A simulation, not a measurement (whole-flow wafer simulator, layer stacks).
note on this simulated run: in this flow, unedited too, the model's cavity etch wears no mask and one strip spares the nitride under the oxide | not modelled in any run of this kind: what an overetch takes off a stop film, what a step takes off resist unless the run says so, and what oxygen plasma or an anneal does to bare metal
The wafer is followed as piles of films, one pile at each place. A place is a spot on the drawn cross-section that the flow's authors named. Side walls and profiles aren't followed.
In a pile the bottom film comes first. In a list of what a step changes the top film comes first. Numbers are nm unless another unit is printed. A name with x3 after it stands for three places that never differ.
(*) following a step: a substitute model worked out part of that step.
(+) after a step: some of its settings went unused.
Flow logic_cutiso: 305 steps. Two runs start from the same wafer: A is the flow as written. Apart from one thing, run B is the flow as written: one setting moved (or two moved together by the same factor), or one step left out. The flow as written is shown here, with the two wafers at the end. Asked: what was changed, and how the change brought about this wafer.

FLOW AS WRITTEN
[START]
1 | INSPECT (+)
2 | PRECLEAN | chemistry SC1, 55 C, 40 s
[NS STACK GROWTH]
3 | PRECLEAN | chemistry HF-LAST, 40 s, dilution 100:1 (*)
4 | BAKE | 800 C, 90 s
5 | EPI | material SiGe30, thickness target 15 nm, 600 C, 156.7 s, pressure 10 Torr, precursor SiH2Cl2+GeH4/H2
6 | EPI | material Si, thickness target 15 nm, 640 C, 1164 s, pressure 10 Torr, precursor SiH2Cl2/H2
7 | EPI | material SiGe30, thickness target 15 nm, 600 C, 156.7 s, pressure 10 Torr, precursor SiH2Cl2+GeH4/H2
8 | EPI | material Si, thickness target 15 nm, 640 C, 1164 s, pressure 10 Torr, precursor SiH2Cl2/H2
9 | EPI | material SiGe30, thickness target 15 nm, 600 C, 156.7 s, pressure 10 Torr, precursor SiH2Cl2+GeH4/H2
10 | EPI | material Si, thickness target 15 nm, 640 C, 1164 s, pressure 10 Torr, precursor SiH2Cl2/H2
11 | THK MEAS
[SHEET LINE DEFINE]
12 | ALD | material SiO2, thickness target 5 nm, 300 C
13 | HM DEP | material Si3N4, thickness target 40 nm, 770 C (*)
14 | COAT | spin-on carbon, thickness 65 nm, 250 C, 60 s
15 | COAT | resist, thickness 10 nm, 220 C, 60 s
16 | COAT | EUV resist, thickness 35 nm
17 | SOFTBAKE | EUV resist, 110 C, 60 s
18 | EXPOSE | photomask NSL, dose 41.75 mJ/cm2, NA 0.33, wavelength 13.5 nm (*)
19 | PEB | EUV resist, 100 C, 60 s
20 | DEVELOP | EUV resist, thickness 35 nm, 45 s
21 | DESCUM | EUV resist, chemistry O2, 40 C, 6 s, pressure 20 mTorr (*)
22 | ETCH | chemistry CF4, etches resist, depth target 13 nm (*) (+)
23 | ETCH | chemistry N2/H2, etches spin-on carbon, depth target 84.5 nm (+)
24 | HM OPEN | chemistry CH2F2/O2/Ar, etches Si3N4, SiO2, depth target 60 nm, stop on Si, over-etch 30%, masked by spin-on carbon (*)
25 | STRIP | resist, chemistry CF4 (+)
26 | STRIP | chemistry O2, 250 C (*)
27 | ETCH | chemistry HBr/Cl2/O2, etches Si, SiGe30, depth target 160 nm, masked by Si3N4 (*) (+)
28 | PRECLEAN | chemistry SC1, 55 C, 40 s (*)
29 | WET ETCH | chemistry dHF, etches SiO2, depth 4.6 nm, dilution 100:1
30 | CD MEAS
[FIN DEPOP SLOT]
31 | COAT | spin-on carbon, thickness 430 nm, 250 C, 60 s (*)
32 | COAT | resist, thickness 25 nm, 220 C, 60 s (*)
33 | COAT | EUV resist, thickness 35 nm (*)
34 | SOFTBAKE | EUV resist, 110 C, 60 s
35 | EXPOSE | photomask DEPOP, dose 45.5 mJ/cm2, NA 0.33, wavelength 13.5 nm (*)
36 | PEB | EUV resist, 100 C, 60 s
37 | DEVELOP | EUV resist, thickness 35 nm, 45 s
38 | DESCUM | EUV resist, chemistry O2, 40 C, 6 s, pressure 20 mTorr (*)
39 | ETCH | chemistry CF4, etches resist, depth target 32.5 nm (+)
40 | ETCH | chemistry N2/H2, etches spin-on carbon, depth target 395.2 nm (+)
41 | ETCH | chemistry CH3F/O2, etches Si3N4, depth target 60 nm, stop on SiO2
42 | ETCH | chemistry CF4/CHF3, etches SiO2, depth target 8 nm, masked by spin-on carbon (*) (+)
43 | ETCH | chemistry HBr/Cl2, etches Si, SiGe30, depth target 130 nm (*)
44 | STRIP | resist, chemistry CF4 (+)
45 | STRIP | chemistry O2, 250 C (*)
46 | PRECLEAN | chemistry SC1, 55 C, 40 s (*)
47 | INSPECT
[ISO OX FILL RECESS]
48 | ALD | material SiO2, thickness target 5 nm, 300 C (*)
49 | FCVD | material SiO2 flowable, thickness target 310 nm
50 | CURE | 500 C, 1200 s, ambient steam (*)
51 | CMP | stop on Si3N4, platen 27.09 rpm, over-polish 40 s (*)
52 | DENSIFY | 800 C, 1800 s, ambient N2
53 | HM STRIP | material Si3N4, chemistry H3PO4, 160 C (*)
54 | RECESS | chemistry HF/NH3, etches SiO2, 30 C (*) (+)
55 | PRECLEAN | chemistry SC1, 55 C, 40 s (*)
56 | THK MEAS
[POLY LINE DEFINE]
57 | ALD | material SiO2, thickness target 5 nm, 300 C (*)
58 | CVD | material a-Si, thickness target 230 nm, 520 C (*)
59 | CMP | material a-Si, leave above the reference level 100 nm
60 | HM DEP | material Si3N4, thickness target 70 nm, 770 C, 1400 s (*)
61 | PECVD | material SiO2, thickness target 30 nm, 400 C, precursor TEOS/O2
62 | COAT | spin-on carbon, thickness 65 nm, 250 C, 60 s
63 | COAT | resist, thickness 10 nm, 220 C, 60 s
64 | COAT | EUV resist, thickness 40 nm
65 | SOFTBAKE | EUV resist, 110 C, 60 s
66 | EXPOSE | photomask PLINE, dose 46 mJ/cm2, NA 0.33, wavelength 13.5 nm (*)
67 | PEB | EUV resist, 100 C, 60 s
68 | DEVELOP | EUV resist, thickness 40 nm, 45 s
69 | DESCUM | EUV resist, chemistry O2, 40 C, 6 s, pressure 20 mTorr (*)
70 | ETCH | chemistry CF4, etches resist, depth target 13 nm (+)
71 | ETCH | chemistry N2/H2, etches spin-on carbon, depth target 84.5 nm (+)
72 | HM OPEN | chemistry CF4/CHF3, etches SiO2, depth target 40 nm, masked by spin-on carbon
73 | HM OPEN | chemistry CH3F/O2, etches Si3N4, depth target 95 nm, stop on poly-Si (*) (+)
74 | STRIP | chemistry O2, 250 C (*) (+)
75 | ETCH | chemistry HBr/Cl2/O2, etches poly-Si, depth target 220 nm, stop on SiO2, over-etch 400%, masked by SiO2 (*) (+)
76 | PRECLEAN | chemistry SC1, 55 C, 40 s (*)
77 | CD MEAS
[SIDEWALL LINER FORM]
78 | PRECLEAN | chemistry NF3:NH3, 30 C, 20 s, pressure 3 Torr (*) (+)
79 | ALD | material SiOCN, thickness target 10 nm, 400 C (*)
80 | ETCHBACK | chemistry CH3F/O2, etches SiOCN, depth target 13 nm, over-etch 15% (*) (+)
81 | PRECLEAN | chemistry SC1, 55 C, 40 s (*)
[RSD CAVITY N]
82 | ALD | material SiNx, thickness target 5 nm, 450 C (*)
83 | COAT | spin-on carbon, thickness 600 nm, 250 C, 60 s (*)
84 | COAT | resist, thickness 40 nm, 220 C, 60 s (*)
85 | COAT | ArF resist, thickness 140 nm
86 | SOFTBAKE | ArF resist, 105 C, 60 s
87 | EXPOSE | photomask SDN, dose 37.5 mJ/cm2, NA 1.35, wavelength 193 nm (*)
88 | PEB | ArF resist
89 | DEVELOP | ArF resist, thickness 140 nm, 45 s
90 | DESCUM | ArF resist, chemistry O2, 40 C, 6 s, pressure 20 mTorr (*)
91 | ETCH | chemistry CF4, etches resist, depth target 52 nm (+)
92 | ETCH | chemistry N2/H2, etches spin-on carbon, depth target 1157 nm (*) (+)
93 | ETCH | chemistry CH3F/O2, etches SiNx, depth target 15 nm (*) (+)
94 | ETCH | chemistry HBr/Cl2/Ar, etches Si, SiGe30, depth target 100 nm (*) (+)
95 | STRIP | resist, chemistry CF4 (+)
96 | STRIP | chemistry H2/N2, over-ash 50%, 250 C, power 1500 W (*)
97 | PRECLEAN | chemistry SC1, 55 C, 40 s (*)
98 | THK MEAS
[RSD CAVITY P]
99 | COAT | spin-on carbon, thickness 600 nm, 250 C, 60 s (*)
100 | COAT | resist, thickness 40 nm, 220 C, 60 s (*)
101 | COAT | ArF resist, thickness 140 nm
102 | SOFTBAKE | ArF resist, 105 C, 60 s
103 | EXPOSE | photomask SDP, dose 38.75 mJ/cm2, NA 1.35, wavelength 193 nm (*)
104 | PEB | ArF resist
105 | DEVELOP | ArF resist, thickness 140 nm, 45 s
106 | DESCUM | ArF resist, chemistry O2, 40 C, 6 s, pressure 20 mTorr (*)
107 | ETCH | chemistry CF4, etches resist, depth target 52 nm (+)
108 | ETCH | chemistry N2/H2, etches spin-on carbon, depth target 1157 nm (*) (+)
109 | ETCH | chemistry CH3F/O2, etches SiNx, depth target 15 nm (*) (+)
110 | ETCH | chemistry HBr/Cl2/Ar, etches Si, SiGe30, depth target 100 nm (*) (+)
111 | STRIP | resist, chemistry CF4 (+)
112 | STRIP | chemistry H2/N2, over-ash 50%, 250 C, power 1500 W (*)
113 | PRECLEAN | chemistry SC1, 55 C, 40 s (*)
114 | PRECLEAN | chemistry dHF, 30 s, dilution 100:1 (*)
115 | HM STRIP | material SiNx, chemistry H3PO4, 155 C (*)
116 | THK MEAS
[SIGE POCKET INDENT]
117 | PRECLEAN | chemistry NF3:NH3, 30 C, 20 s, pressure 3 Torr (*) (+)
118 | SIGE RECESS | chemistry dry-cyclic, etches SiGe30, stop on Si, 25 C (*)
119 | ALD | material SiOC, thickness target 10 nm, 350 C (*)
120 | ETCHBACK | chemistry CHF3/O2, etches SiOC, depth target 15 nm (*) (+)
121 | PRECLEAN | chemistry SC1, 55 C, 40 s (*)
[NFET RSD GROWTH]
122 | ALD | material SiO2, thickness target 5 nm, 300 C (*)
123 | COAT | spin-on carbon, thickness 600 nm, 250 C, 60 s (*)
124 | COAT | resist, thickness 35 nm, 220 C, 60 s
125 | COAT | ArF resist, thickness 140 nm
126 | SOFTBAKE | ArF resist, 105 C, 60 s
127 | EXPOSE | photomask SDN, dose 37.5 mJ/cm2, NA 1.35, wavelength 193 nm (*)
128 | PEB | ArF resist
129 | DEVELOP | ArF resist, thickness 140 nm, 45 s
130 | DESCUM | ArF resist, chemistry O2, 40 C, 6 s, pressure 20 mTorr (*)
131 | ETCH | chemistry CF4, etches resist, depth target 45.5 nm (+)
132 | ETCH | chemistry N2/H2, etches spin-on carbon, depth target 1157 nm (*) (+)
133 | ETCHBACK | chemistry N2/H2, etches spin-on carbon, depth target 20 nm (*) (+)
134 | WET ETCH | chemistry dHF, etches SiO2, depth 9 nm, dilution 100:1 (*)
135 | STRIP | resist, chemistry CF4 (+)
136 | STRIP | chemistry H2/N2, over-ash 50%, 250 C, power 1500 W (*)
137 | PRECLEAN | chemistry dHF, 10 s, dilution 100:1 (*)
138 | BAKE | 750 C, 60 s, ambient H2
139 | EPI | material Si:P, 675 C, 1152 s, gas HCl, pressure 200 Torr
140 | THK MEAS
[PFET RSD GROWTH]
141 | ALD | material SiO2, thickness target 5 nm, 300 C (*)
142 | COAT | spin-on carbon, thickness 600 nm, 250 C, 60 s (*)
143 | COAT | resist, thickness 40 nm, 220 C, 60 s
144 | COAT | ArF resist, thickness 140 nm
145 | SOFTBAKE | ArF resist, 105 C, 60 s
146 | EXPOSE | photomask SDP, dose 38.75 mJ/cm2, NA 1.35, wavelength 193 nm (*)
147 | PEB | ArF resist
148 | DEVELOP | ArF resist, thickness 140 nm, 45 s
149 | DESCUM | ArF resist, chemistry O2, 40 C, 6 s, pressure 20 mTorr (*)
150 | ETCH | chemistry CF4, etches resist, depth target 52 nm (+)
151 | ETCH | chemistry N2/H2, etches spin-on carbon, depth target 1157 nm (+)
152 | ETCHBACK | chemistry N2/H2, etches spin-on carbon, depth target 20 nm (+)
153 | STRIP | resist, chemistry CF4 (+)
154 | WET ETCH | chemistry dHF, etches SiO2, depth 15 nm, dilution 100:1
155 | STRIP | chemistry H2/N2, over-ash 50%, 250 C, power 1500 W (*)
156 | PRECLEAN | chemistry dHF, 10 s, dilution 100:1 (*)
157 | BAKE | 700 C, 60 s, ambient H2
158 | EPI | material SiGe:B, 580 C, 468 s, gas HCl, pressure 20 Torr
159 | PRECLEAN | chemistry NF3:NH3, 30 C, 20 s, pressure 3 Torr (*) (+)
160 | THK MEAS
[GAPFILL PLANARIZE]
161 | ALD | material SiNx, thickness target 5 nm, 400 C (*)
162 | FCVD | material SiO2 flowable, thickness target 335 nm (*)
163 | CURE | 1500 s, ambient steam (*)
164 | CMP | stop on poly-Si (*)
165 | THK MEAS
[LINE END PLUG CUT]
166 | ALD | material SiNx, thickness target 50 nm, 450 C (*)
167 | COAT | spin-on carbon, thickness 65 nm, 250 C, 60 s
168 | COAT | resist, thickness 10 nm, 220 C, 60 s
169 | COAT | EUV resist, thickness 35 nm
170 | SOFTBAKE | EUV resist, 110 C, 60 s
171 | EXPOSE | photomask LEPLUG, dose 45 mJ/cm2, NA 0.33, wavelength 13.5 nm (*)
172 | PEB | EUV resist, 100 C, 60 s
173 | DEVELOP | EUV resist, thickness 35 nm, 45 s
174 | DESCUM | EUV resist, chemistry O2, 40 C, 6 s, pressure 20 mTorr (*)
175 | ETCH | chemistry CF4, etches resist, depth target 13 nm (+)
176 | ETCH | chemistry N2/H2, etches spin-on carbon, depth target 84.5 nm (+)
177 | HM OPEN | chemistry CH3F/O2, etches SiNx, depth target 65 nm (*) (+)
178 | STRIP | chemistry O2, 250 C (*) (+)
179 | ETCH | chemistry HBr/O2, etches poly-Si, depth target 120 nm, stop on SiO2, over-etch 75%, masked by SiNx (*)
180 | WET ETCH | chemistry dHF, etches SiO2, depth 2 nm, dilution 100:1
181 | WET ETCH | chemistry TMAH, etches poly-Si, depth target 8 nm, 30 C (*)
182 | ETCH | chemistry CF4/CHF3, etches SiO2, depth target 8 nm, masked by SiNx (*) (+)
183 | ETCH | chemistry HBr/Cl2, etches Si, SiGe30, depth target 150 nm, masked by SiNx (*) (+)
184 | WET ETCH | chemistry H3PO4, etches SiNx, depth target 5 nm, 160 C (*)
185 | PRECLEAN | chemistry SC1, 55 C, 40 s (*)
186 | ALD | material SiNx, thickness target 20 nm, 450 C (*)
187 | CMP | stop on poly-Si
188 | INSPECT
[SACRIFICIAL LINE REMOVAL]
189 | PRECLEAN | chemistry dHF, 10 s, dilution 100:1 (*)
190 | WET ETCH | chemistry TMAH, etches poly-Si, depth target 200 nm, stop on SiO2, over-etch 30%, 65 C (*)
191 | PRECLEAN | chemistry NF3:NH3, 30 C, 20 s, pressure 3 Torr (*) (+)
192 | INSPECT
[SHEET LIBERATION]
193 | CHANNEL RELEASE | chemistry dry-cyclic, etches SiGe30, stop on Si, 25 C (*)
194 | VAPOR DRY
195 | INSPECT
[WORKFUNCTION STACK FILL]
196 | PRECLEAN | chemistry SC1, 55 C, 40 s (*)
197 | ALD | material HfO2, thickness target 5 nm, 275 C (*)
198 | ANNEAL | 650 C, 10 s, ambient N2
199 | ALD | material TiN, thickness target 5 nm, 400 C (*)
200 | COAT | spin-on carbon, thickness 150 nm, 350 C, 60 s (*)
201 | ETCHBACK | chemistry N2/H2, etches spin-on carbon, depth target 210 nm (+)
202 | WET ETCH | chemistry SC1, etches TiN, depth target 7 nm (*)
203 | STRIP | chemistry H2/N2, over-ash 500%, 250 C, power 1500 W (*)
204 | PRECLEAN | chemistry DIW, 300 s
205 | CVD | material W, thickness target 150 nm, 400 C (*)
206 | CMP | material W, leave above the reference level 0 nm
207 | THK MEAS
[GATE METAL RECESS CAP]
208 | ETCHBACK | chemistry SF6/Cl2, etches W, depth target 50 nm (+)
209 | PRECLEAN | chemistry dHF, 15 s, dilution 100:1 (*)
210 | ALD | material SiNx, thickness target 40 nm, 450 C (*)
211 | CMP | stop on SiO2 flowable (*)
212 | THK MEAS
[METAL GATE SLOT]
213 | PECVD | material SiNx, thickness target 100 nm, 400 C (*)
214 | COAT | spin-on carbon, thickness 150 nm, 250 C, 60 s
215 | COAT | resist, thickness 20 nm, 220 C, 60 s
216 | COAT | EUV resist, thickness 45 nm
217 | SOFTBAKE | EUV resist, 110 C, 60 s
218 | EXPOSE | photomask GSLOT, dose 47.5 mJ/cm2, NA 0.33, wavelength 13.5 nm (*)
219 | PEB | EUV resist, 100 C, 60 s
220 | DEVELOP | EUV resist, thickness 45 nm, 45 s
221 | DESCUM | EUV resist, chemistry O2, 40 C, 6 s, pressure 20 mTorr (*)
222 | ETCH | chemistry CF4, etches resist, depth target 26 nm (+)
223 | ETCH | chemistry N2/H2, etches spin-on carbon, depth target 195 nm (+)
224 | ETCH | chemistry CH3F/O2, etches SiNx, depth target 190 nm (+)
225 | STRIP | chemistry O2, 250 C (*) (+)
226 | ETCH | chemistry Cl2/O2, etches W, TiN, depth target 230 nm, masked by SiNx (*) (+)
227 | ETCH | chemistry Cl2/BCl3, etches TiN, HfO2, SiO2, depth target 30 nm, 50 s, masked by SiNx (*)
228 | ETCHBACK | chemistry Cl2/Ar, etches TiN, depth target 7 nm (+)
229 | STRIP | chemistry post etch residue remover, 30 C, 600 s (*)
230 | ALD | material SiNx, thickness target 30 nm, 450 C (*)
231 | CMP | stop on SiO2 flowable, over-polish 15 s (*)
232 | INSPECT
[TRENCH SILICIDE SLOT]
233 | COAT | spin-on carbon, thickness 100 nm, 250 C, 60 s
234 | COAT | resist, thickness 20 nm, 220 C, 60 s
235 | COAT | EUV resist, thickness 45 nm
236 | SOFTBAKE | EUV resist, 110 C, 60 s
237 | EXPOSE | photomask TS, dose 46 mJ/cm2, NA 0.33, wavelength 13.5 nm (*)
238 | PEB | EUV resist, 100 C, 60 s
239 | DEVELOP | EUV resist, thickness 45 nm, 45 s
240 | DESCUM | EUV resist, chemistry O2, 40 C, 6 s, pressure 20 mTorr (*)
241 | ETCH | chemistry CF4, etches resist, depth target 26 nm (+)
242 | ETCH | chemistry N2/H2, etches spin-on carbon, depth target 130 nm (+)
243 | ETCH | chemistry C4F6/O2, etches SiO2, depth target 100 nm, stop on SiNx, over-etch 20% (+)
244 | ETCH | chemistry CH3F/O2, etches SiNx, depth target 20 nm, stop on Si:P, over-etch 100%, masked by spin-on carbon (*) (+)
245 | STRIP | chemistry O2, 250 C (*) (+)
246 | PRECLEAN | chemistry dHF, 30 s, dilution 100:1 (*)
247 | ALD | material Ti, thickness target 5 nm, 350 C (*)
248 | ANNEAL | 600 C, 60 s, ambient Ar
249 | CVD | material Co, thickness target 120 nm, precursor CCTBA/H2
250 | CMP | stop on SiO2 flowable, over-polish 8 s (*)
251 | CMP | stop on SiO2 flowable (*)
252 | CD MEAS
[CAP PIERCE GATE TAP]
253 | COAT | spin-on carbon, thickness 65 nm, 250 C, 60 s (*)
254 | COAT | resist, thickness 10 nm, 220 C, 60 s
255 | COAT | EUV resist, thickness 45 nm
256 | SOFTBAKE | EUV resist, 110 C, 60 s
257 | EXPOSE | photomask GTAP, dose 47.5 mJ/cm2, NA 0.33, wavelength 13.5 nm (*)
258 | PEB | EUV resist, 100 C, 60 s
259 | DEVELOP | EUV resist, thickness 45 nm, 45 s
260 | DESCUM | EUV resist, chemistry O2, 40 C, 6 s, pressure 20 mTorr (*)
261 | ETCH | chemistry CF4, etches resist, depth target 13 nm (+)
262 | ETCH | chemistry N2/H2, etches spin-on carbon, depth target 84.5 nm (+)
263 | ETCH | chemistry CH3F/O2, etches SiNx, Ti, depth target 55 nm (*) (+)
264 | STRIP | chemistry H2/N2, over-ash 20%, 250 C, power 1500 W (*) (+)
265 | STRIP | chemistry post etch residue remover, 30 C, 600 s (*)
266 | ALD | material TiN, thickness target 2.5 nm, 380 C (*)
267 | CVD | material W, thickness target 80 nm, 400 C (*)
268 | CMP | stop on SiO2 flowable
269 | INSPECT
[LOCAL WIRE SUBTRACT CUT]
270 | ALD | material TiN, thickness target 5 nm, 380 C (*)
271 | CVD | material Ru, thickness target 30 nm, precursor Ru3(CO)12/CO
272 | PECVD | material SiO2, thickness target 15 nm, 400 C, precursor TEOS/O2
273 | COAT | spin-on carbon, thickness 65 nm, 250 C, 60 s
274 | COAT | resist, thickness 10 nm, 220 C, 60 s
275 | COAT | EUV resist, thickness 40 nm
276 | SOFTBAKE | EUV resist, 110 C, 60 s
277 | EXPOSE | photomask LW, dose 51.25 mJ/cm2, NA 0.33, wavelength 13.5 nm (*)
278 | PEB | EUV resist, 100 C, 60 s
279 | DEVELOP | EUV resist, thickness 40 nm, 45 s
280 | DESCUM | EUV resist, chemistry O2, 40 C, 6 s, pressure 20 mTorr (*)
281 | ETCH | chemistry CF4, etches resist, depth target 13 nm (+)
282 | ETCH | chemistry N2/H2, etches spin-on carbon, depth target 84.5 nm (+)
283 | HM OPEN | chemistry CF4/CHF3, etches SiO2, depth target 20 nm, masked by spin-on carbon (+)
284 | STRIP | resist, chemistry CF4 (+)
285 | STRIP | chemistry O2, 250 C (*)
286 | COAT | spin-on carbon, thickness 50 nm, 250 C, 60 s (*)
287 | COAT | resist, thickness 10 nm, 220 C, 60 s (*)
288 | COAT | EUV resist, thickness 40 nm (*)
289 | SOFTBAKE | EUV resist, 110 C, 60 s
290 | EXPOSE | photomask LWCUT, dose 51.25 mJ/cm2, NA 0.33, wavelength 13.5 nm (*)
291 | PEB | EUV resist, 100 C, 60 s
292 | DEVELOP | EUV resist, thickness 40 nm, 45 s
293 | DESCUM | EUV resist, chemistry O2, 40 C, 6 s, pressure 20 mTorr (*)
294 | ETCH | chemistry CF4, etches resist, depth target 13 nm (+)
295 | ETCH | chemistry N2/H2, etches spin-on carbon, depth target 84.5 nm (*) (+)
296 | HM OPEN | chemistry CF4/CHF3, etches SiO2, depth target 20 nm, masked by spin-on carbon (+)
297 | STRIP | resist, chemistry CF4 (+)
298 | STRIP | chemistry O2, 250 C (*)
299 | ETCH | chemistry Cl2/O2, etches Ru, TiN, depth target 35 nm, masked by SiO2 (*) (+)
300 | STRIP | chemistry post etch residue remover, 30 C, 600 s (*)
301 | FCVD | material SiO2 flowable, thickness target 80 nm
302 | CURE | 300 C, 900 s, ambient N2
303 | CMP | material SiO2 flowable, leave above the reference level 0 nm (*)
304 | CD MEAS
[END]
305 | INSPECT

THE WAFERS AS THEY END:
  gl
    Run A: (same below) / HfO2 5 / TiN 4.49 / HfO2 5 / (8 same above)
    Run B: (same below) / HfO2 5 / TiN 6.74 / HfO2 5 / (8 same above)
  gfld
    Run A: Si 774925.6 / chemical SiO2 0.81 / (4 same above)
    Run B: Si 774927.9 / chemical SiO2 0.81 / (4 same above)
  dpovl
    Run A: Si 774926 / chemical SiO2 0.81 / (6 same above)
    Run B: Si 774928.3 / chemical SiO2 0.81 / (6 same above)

Cause: step 9, EPI: thickness target 17.2 nm was run, though the flow has thickness target 15 nm; step 9, EPI: 180.2 s was run, where the flow has 156.7 s.

How this came from the change, step by step:
  9 | EPI | material SiGe30, thickness target 15 nm, 600 C, 156.7 s, pressure 10 Torr, precursor SiH2Cl2+GeH4/H2
      depop, dpovl, gfld and 19 more: A SiGe30 gains 15 (new film) | B SiGe30 gains 17.3 (new film)
  27 | ETCH | chemistry HBr/Cl2/O2, etches Si, SiGe30, depth target 160 nm, masked by Si3N4 (*) (+)
      gfld, gxf, iso, lnri: A chemical SiO2 loses 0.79 (all of it), Si loses 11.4 (all of it), SiGe30 loses 15 (all of it), Si loses 15 (all of it), SiGe30 loses 15 (all of it), Si loses 15 (all of it), SiGe30 loses 15 (all of it), Si loses 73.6 | B chemical SiO2 loses 0.79 (all of it), Si loses 11.4 (all of it), SiGe30 loses 17.3 (all of it), Si loses 15 (all of it), SiGe30 loses 15 (all of it), Si loses 15 (all of it), SiGe30 loses 15 (all of it), Si loses 71.4
      dpovl, nsgap: A chemical SiO2 loses 0.79 (all of it), Si loses 11.8 (all of it), SiGe30 loses 15 (all of it), Si loses 15 (all of it), SiGe30 loses 15 (all of it), Si loses 15 (all of it), SiGe30 loses 15 (all of it), Si loses 73.2 | B chemical SiO2 loses 0.79 (all of it), Si loses 11.8 (all of it), SiGe30 loses 17.3 (all of it), Si loses 15 (all of it), SiGe30 loses 15 (all of it), Si loses 15 (all of it), SiGe30 loses 15 (all of it), Si loses 71
      (as well as at 1 more place)
  43 | ETCH | chemistry HBr/Cl2, etches Si, SiGe30, depth target 130 nm (*)
      depop: A Si loses 14 (all of it), SiGe30 loses 15 (all of it), Si loses 15 (all of it), SiGe30 loses 15 (all of it), Si loses 15 (all of it), SiGe30 loses 15 (all of it), Si loses 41 | B Si loses 14 (all of it), SiGe30 loses 17.3 (all of it), Si loses 15 (all of it), SiGe30 loses 15 (all of it), Si loses 15 (all of it), SiGe30 loses 15 (all of it), Si loses 38.7
  94 | ETCH | chemistry HBr/Cl2/Ar, etches Si, SiGe30, depth target 100 nm (*) (+)
      rsdn, rsdx: A chemical SiO2 loses 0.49 (all of it), Si loses 12.8 (all of it), SiGe30 loses 15 (all of it), Si loses 15 (all of it), SiGe30 loses 15 (all of it), Si loses 15 (all of it), SiGe30 loses 15 (all of it), Si loses 12.2 | B chemical SiO2 loses 0.49 (all of it), Si loses 12.8 (all of it), SiGe30 loses 17.3 (all of it), Si loses 15 (all of it), SiGe30 loses 15 (all of it), Si loses 15 (all of it), SiGe30 loses 15 (all of it), Si loses 9.91
  110 | ETCH | chemistry HBr/Cl2/Ar, etches Si, SiGe30, depth target 100 nm (*) (+)
      rsdp, rsdw: A chemical SiO2 loses 0.49 (all of it), Si loses 12.8 (all of it), SiGe30 loses 15 (all of it), Si loses 15 (all of it), SiGe30 loses 15 (all of it), Si loses 15 (all of it), SiGe30 loses 15 (all of it), Si loses 12.2 | B chemical SiO2 loses 0.49 (all of it), Si loses 12.8 (all of it), SiGe30 loses 17.3 (all of it), Si loses 15 (all of it), SiGe30 loses 15 (all of it), Si loses 15 (all of it), SiGe30 loses 15 (all of it), Si loses 9.91
  118 | SIGE RECESS | chemistry dry-cyclic, etches SiGe30, stop on Si, 25 C (*)
      lnr, lnrp, lnrt: A SiOCN loses 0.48, Si loses 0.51, cavity gains 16 (new film), SiGe30 loses 15 (all of it), Si loses 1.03, cavity gains 16 (new film), SiGe30 loses 15 (all of it), Si loses 1.03, cavity gains 16 (new film), SiGe30 loses 15 (all of it), Si loses 0.51 | B SiOCN loses 0.48, Si loses 0.51, cavity gains 18.3 (new film), SiGe30 loses 17.3 (all of it), Si loses 1.03, cavity gains 16 (new film), SiGe30 loses 15 (all of it), Si loses 1.03, cavity gains 16 (new film), SiGe30 loses 15 (all of it), Si loses 0.51
  119 | ALD | material SiOC, thickness target 10 nm, 350 C (*)
      lnr, lnrp, lnrt: A SiOC gains 10 (new film), SiOC gains 16 (new film), cavity loses 16 (all of it), SiOC gains 16 (new film), cavity loses 16 (all of it), SiOC gains 16 (new film), cavity loses 16 (all of it) | B SiOC gains 10 (new film), SiOC gains 18.3 (new film), cavity loses 18.3 (all of it), SiOC gains 16 (new film), cavity loses 16 (all of it), SiOC gains 16 (new film), cavity loses 16 (all of it)
  183 | ETCH | chemistry HBr/Cl2, etches Si, SiGe30, depth target 150 nm, masked by SiNx (*) (+)
      plug: A Si loses 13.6 (all of it), SiGe30 loses 15 (all of it), Si loses 15 (all of it), SiGe30 loses 15 (all of it), Si loses 15 (all of it), SiGe30 loses 15 (all of it), Si loses 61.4 | B Si loses 13.6 (all of it), SiGe30 loses 17.3 (all of it), Si loses 15 (all of it), SiGe30 loses 15 (all of it), Si loses 15 (all of it), SiGe30 loses 15 (all of it), Si loses 59.2
  193 | CHANNEL RELEASE | chemistry dry-cyclic, etches SiGe30, stop on Si, 25 C (*)
      gl, glp, gxn, gxp, ns, tap: A chemical SiO2 gains 0.8 (new film), Si loses 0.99, chemical SiO2 gains 0.8 (new film), cavity gains 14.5 (new film), chemical SiO2 gains 0.8 (new film), SiGe30 loses 15 (all of it), Si loses 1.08, chemical SiO2 gains 0.8 (new film), cavity gains 14.5 (new film), chemical SiO2 gains 0.8 (new film), SiGe30 loses 15 (all of it), Si loses 1.08, chemical SiO2 gains 0.8 (new film), cavity gains 14.5 (new film), chemical SiO2 gains 0.8 (new film), SiGe30 loses 15 (all of it), Si loses 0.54 | B chemical SiO2 gains 0.8 (new film), Si loses 0.99, chemical SiO2 gains 0.8 (new film), cavity gains 16.7 (new film), chemical SiO2 gains 0.8 (new film), SiGe30 loses 17.3 (all of it), Si loses 1.08, chemical SiO2 gains 0.8 (new film), cavity gains 14.5 (new film), chemical SiO2 gains 0.8 (new film), SiGe30 loses 15 (all of it), Si loses 1.08, chemical SiO2 gains 0.8 (new film), cavity gains 14.5 (new film), chemical SiO2 gains 0.8 (new film), SiGe30 loses 15 (all of it), Si loses 0.54
  199 | ALD | material TiN, thickness target 5 nm, 400 C (*)
      gl, glp, tap: A TiN gains 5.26 (new film), TiN gains 4.49 (new film), cavity loses 4.49 (all of it), TiN gains 4.49 (new film), cavity loses 4.49 (all of it), TiN gains 4.49 (new film), cavity loses 4.49 (all of it) | B TiN gains 5.26 (new film), TiN gains 6.74 (new film), cavity loses 6.74 (all of it), TiN gains 4.49 (new film), cavity loses 4.49 (all of it), TiN gains 4.49 (new film), cavity loses 4.49 (all of it)
      gxn, gxp, ns: A TiN gains 5 (new film), TiN gains 4.49 (new film), cavity loses 4.49 (all of it), TiN gains 4.49 (new film), cavity loses 4.49 (all of it), TiN gains 4.49 (new film), cavity loses 4.49 (all of it) | B TiN gains 5 (new film), TiN gains 6.74 (new film), cavity loses 6.74 (all of it), TiN gains 4.49 (new film), cavity loses 4.49 (all of it), TiN gains 4.49 (new film), cavity loses 4.49 (all of it)
